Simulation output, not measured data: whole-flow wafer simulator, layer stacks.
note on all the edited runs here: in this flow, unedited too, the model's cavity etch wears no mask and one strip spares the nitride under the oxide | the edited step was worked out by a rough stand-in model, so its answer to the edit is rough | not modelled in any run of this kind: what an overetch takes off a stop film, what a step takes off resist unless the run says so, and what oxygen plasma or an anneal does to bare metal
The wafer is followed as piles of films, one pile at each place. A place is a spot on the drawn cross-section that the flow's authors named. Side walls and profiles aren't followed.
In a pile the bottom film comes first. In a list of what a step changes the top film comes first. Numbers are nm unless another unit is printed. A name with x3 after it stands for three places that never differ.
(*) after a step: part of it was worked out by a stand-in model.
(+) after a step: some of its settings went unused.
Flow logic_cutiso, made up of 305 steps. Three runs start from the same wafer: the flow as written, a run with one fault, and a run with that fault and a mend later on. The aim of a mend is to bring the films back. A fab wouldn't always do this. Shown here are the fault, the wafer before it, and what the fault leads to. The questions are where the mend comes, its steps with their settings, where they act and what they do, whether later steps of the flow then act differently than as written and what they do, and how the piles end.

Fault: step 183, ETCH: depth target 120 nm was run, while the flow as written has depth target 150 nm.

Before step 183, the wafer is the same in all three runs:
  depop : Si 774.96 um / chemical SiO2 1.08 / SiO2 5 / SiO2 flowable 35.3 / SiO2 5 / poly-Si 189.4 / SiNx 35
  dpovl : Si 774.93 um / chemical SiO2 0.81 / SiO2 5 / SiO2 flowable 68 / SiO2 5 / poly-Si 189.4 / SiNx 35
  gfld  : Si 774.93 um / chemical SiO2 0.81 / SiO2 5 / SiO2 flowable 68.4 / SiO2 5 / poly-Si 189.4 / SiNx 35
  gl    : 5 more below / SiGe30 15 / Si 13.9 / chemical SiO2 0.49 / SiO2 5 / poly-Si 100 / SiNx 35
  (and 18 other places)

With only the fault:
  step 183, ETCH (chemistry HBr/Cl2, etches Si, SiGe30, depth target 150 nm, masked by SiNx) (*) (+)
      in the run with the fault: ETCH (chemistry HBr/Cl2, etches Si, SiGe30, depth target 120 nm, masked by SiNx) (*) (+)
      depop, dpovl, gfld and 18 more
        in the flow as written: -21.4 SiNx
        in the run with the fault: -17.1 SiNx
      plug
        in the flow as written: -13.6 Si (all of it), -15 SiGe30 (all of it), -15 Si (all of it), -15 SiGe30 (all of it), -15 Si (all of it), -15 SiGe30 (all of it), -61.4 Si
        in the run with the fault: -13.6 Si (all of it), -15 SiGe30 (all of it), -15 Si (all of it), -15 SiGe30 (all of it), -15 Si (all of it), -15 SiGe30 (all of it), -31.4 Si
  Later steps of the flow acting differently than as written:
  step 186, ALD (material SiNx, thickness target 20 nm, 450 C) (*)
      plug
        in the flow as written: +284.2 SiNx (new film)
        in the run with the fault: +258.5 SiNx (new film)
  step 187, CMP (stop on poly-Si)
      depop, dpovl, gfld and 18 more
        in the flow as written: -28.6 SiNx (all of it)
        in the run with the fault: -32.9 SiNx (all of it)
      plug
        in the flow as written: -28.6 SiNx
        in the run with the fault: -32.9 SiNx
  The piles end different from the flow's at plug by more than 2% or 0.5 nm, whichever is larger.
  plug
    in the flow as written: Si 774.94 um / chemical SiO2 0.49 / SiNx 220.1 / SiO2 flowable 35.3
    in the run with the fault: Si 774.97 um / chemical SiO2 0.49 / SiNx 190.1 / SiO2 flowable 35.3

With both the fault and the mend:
  The mend stands after step 183.
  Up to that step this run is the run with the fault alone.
  step 183a, ETCH (chemistry HBr/Cl2, etches Si, SiGe30, depth target 30 nm, masked by SiNx) (*) (+) (the flow's step 183, run once more with other settings)
      depop, dpovl, gfld and 18 more
        -4.29 SiNx
      plug
        -30 Si
  None of the later steps of the flow acts differently than as written at any place that is followed.
  At every place that both follow, the piles at the end match the flow's.
